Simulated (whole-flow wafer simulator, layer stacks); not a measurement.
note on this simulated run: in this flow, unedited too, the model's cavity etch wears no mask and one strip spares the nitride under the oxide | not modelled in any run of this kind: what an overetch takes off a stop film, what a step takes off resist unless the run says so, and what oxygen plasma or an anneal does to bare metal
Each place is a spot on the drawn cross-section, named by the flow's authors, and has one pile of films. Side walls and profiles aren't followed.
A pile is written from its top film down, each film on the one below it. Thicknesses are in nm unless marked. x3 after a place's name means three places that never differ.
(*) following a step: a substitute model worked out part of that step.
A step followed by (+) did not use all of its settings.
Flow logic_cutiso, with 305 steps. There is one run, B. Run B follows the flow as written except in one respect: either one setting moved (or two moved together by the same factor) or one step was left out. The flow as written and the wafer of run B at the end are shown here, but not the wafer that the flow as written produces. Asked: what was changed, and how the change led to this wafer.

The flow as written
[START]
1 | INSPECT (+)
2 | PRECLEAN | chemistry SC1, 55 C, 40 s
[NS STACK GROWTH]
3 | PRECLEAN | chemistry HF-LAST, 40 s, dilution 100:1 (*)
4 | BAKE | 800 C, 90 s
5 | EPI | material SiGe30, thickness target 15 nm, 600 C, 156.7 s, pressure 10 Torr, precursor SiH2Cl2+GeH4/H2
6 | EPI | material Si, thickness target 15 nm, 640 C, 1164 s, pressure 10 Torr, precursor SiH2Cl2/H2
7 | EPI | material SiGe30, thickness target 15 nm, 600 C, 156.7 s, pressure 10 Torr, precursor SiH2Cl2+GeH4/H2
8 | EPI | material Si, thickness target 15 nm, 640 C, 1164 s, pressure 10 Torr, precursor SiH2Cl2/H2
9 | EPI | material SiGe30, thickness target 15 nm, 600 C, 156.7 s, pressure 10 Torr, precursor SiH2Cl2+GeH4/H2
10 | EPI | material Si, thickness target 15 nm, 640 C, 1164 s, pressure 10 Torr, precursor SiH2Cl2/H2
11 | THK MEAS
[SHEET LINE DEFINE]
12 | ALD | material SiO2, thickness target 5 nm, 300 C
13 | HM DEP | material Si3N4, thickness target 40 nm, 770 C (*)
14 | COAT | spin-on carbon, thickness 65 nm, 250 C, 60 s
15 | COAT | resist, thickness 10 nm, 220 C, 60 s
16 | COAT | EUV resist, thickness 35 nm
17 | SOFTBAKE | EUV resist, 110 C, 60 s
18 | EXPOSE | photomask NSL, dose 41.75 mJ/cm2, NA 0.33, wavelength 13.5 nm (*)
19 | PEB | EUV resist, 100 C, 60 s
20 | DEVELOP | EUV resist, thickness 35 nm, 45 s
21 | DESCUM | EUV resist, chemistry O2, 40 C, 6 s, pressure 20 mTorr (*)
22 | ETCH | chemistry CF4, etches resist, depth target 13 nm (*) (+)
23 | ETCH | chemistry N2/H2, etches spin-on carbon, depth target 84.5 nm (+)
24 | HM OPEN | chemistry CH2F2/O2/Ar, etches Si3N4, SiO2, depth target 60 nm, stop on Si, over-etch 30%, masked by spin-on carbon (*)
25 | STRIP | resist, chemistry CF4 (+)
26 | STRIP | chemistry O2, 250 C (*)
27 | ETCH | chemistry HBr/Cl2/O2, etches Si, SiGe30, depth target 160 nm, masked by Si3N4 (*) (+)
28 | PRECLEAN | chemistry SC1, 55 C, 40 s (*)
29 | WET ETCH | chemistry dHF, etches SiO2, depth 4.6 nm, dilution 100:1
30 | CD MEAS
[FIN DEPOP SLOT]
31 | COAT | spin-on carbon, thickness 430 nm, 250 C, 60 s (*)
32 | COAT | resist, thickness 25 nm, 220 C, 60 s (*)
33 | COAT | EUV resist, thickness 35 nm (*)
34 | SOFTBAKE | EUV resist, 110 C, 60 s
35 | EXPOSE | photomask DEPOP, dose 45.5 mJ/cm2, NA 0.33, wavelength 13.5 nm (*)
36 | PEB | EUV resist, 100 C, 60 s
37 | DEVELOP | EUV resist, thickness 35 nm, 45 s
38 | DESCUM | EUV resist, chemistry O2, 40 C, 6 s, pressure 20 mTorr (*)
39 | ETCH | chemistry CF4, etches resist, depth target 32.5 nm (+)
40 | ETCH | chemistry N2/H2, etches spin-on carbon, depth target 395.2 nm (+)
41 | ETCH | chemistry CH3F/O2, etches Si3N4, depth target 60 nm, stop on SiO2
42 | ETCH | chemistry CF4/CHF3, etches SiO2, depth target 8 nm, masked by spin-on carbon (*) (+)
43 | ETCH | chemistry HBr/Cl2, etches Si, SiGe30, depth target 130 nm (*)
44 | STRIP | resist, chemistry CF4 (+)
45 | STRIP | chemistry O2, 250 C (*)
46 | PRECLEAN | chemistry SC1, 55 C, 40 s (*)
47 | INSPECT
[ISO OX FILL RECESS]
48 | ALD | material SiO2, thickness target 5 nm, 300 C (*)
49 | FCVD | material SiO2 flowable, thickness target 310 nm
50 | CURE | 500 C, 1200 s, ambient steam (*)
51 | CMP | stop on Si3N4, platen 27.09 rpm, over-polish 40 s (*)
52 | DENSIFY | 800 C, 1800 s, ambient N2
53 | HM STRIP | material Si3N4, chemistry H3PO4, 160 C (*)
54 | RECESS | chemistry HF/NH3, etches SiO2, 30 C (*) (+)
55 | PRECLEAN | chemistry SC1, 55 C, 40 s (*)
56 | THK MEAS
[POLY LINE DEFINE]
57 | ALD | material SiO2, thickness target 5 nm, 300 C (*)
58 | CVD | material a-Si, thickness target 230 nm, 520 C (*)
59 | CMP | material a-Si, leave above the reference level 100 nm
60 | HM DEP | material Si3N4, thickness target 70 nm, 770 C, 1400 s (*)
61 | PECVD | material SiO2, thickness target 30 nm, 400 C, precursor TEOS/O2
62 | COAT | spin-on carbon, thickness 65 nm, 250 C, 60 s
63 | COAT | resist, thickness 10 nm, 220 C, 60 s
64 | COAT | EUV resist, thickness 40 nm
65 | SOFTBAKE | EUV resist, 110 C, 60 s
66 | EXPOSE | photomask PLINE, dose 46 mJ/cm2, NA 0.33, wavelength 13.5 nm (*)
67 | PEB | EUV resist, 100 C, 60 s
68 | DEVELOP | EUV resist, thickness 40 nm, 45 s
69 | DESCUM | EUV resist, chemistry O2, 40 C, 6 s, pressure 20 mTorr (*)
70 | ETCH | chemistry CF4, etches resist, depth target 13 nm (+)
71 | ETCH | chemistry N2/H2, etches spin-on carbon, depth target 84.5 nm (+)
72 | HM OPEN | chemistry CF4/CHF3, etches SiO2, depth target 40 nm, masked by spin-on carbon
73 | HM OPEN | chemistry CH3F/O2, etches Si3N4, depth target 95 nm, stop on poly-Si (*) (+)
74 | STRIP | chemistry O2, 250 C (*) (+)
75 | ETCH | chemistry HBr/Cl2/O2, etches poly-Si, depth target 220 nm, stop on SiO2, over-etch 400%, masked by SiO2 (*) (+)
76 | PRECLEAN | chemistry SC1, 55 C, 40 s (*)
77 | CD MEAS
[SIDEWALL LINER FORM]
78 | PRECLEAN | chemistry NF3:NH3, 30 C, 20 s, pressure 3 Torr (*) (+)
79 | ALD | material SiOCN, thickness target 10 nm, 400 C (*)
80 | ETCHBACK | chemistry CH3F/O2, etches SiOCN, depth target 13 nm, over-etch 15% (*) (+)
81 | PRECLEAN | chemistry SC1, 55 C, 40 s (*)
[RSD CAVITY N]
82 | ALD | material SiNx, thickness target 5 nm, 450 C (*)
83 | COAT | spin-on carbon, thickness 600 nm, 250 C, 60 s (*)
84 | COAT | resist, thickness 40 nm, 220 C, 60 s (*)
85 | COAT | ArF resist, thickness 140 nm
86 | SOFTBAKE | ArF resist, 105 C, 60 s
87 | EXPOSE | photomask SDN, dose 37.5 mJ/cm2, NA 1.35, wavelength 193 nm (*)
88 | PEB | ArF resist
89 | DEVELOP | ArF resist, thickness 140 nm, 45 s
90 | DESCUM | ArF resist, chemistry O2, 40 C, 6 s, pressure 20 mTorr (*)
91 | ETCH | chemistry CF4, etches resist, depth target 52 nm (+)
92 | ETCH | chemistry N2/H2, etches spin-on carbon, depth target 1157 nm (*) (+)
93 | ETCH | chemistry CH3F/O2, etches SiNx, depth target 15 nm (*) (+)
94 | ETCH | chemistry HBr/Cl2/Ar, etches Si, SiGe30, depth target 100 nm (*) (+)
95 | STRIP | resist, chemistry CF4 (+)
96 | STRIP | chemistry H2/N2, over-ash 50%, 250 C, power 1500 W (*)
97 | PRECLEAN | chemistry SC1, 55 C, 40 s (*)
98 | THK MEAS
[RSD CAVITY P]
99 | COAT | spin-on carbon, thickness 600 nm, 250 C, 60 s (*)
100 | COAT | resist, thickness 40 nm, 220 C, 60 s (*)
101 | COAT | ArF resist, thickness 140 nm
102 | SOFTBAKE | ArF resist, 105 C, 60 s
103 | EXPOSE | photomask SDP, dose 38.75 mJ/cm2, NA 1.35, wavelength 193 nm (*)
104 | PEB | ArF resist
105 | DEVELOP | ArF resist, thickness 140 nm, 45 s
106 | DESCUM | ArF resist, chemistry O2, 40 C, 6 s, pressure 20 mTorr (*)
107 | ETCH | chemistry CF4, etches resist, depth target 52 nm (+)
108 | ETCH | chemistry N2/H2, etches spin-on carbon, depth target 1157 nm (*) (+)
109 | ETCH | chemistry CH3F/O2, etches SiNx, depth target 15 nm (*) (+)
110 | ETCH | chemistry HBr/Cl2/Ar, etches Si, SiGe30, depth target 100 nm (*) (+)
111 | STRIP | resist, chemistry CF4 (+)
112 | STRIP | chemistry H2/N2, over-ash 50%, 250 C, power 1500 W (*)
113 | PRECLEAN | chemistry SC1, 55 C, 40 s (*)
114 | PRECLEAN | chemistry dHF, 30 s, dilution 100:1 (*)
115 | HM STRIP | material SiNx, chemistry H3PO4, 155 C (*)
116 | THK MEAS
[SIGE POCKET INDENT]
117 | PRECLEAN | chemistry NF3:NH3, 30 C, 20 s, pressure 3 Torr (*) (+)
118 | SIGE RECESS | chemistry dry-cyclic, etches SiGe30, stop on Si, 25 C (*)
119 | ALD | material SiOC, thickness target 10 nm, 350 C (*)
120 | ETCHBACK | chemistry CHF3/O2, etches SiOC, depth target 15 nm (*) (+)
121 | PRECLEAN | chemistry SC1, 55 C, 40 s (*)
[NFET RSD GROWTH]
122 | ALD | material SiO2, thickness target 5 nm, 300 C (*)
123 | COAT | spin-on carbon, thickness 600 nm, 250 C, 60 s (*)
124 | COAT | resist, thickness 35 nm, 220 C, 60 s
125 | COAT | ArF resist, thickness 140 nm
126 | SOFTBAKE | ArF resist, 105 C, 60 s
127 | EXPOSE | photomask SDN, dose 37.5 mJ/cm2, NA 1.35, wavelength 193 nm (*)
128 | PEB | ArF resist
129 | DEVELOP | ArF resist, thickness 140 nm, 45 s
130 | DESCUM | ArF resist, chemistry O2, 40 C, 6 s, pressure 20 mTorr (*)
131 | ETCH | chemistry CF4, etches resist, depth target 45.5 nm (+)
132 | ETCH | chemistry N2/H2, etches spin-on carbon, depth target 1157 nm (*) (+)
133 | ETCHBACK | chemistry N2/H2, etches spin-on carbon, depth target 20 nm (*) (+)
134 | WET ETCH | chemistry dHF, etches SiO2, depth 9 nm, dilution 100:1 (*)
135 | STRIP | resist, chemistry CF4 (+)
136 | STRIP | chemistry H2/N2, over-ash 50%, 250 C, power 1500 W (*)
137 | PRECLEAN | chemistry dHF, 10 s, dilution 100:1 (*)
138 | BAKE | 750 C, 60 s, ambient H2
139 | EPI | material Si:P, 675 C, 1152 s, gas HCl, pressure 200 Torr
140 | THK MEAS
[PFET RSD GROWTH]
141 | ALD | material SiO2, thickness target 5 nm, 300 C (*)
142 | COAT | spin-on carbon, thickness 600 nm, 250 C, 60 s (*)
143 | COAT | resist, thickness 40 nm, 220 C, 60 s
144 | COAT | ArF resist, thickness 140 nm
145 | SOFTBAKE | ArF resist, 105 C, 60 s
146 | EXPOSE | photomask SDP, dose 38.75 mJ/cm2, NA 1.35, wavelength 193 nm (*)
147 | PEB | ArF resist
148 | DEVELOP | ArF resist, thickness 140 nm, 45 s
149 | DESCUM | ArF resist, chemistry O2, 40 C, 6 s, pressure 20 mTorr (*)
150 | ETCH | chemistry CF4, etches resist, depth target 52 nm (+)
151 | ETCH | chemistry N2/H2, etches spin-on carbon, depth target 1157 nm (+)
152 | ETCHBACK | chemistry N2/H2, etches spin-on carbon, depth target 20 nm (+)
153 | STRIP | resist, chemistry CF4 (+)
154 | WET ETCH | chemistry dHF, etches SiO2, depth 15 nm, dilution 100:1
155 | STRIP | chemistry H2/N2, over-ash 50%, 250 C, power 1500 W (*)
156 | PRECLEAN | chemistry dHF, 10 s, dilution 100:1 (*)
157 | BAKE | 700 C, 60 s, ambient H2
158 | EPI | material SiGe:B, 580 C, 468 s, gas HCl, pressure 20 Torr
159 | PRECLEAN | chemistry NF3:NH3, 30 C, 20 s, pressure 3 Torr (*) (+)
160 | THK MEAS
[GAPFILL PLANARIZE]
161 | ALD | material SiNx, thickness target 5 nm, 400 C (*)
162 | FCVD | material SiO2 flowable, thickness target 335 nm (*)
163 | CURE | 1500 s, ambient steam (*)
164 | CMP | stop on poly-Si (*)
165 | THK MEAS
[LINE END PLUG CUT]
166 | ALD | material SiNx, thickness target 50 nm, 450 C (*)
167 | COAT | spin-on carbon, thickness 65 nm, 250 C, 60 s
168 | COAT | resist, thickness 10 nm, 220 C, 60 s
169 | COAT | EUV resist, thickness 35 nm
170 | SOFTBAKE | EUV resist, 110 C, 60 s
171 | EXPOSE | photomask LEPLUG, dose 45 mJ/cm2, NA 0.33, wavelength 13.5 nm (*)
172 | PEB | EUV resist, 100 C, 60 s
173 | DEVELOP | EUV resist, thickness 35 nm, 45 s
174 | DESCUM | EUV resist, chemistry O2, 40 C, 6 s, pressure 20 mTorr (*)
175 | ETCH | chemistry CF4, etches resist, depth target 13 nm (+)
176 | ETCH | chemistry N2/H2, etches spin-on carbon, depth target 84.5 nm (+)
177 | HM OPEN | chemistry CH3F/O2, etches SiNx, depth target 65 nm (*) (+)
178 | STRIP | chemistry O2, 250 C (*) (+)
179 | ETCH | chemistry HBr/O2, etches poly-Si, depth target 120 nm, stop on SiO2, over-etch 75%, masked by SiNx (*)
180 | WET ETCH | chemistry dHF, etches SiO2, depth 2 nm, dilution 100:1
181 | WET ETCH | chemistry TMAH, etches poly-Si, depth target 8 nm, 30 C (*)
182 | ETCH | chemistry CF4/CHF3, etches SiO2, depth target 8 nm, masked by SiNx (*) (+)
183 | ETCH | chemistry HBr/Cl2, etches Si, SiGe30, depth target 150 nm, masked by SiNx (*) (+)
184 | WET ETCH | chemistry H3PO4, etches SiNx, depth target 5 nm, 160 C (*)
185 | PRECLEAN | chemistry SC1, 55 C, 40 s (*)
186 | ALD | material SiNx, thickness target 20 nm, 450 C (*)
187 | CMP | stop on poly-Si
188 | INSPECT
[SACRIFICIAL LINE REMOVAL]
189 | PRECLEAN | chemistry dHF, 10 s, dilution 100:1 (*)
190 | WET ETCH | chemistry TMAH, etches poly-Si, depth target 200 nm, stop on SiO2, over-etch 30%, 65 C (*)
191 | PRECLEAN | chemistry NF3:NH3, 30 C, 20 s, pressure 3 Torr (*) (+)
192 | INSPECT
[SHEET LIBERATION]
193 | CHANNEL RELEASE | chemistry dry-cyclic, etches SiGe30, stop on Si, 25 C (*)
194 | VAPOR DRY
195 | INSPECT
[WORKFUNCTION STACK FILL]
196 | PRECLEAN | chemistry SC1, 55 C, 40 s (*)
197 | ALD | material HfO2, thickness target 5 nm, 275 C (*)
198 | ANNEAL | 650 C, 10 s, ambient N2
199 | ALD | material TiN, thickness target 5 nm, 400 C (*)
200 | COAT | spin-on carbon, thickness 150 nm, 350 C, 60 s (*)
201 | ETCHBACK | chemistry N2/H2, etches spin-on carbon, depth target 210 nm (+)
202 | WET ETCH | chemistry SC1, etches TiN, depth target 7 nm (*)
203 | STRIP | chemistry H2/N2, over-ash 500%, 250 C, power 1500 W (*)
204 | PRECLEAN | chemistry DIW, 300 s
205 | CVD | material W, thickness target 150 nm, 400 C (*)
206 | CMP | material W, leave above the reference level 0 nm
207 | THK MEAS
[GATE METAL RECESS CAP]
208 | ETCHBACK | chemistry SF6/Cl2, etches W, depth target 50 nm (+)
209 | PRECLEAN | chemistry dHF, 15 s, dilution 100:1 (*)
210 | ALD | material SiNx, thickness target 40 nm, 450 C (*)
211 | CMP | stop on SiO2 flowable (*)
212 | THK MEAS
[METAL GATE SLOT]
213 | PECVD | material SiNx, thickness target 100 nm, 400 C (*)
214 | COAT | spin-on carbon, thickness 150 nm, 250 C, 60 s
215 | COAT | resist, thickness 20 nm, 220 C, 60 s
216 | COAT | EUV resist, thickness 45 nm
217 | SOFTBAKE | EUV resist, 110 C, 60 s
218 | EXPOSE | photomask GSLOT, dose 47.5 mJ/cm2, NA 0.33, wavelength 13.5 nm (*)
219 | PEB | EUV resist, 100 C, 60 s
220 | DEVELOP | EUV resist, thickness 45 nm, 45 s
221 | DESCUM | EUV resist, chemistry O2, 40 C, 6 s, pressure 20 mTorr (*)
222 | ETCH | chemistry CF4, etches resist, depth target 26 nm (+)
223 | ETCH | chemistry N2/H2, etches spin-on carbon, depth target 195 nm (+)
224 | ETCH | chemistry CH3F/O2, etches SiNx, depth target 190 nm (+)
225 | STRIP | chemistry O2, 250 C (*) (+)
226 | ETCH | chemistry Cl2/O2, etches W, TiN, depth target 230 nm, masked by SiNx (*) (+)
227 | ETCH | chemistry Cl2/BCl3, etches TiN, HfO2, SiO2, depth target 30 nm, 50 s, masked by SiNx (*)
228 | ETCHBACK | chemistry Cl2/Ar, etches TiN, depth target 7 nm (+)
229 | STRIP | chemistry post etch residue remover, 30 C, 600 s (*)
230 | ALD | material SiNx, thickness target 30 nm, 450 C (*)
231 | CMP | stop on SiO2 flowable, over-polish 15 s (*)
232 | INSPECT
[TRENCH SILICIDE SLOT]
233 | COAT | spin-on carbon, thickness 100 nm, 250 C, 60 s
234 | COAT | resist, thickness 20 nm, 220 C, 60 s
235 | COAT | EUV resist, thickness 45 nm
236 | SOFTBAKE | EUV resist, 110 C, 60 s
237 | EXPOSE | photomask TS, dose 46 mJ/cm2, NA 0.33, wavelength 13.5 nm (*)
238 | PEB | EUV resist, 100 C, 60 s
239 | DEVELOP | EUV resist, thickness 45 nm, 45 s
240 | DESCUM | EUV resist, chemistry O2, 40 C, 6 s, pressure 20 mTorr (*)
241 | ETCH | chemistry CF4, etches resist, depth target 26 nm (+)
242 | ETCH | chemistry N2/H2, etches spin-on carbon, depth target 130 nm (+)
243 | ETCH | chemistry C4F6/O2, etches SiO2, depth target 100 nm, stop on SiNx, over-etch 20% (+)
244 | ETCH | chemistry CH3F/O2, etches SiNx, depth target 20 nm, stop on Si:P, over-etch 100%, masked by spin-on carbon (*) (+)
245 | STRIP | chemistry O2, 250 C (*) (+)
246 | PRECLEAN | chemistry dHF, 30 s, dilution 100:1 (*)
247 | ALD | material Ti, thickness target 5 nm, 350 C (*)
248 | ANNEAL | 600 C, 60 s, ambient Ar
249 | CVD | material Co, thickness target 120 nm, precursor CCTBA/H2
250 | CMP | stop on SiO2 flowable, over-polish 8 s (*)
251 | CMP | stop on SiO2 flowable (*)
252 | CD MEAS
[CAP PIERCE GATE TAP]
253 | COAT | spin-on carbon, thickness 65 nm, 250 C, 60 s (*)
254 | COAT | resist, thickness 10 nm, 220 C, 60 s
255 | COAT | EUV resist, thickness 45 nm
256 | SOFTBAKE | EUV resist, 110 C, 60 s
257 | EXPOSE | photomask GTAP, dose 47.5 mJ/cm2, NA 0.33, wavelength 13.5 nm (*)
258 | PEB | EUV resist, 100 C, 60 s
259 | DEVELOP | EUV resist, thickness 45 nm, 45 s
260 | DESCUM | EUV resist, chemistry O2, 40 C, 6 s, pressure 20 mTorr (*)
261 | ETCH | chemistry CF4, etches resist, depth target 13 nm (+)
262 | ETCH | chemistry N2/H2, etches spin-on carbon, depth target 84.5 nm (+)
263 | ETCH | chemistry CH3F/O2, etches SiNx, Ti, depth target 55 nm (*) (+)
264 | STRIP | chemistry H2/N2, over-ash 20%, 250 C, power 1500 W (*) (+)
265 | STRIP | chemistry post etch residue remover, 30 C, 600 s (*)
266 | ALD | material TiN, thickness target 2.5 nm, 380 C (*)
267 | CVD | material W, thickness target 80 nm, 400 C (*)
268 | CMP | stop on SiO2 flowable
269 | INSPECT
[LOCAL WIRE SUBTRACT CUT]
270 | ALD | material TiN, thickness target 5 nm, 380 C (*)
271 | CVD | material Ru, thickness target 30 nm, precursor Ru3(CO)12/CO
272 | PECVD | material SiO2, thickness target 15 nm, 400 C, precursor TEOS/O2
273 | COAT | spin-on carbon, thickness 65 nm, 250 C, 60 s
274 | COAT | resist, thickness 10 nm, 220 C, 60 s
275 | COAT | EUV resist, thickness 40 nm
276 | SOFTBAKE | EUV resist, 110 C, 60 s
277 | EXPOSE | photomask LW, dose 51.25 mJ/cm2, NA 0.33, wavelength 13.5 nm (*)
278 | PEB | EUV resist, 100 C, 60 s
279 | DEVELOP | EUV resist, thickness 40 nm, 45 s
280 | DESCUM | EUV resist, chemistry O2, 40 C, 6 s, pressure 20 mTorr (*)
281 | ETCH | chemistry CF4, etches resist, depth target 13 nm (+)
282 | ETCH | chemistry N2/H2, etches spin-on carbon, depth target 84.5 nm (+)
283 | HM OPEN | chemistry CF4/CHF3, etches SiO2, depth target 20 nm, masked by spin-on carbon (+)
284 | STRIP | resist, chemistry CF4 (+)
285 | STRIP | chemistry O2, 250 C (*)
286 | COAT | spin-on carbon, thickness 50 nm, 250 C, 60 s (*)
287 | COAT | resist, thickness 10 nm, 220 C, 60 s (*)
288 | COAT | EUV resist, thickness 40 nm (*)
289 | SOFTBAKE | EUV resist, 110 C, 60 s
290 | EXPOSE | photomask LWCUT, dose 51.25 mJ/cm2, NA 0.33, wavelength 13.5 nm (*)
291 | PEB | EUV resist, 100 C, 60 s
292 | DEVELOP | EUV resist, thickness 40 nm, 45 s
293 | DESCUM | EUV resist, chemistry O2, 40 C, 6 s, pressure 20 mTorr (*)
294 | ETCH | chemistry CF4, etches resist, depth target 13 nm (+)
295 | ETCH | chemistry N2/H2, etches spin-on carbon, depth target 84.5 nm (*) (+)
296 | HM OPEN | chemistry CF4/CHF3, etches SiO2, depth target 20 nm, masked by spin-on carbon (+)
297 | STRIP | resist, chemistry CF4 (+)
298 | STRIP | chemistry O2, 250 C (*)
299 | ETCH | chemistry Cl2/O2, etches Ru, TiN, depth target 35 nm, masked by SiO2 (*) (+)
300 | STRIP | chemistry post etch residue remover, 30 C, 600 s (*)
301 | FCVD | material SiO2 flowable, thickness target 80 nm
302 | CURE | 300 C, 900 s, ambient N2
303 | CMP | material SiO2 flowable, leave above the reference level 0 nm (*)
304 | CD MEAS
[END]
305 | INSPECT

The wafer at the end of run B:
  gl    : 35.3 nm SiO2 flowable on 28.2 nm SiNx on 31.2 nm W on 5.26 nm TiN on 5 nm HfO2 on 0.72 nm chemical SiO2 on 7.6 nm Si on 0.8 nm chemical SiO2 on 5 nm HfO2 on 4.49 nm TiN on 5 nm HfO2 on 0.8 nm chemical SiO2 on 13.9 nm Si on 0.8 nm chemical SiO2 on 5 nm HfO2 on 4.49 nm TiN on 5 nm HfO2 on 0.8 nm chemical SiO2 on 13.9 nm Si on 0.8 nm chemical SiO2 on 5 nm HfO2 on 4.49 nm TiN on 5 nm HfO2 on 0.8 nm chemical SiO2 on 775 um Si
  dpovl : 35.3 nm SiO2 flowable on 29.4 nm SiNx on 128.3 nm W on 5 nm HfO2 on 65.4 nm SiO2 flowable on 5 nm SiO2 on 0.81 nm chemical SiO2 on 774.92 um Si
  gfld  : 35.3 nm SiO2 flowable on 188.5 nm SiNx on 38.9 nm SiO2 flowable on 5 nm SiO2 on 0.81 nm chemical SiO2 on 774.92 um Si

The reason: step 10, EPI: 756.9 s was run, though the flow has 1164 s.

Step by step, how the change led to this:
  10 | EPI | material Si, thickness target 15 nm, 640 C, 1164 s, pressure 10 Torr, precursor SiH2Cl2/H2
      depop, dpovl, gfld and 19 more: +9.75 Si (new film) (in the flow as written it would be: +15 Si (new film))
  27 | ETCH | chemistry HBr/Cl2/O2, etches Si, SiGe30, depth target 160 nm, masked by Si3N4 (*) (+)
      gfld, gxf, iso, lnri: -0.79 chemical SiO2 (all of it), -6.1 Si (all of it), -15 SiGe30 (all of it), -15 Si (all of it), -15 SiGe30 (all of it), -15 Si (all of it), -15 SiGe30 (all of it), -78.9 Si (in the flow as written it would be: -0.79 chemical SiO2 (all of it), -11.4 Si (all of it), -15 SiGe30 (all of it), -15 Si (all of it), -15 SiGe30 (all of it), -15 Si (all of it), -15 SiGe30 (all of it), -73.6 Si)
      dpovl, nsgap: -0.79 chemical SiO2 (all of it), -6.5 Si (all of it), -15 SiGe30 (all of it), -15 Si (all of it), -15 SiGe30 (all of it), -15 Si (all of it), -15 SiGe30 (all of it), -78.5 Si (in the flow as written it would be: -0.79 chemical SiO2 (all of it), -11.8 Si (all of it), -15 SiGe30 (all of it), -15 Si (all of it), -15 SiGe30 (all of it), -15 Si (all of it), -15 SiGe30 (all of it), -73.2 Si)
      (as well as at 1 more place)
  43 | ETCH | chemistry HBr/Cl2, etches Si, SiGe30, depth target 130 nm (*)
      depop: -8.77 Si (all of it), -15 SiGe30 (all of it), -15 Si (all of it), -15 SiGe30 (all of it), -15 Si (all of it), -15 SiGe30 (all of it), -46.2 Si (in the flow as written it would be: -14 Si (all of it), -15 SiGe30 (all of it), -15 Si (all of it), -15 SiGe30 (all of it), -15 Si (all of it), -15 SiGe30 (all of it), -41 Si)
  94 | ETCH | chemistry HBr/Cl2/Ar, etches Si, SiGe30, depth target 100 nm (*) (+)
      rsdn, rsdx: -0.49 chemical SiO2 (all of it), -7.57 Si (all of it), -15 SiGe30 (all of it), -15 Si (all of it), -15 SiGe30 (all of it), -15 Si (all of it), -15 SiGe30 (all of it), -17.4 Si (in the flow as written it would be: -0.49 chemical SiO2 (all of it), -12.8 Si (all of it), -15 SiGe30 (all of it), -15 Si (all of it), -15 SiGe30 (all of it), -15 Si (all of it), -15 SiGe30 (all of it), -12.2 Si)
  110 | ETCH | chemistry HBr/Cl2/Ar, etches Si, SiGe30, depth target 100 nm (*) (+)
      rsdp, rsdw: -0.49 chemical SiO2 (all of it), -7.57 Si (all of it), -15 SiGe30 (all of it), -15 Si (all of it), -15 SiGe30 (all of it), -15 Si (all of it), -15 SiGe30 (all of it), -17.4 Si (in the flow as written it would be: -0.49 chemical SiO2 (all of it), -12.8 Si (all of it), -15 SiGe30 (all of it), -15 Si (all of it), -15 SiGe30 (all of it), -15 Si (all of it), -15 SiGe30 (all of it), -12.2 Si)
  183 | ETCH | chemistry HBr/Cl2, etches Si, SiGe30, depth target 150 nm, masked by SiNx (*) (+)
      plug: -8.3 Si (all of it), -15 SiGe30 (all of it), -15 Si (all of it), -15 SiGe30 (all of it), -15 Si (all of it), -15 SiGe30 (all of it), -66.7 Si (in the flow as written it would be: -13.6 Si (all of it), -15 SiGe30 (all of it), -15 Si (all of it), -15 SiGe30 (all of it), -15 Si (all of it), -15 SiGe30 (all of it), -61.4 Si)
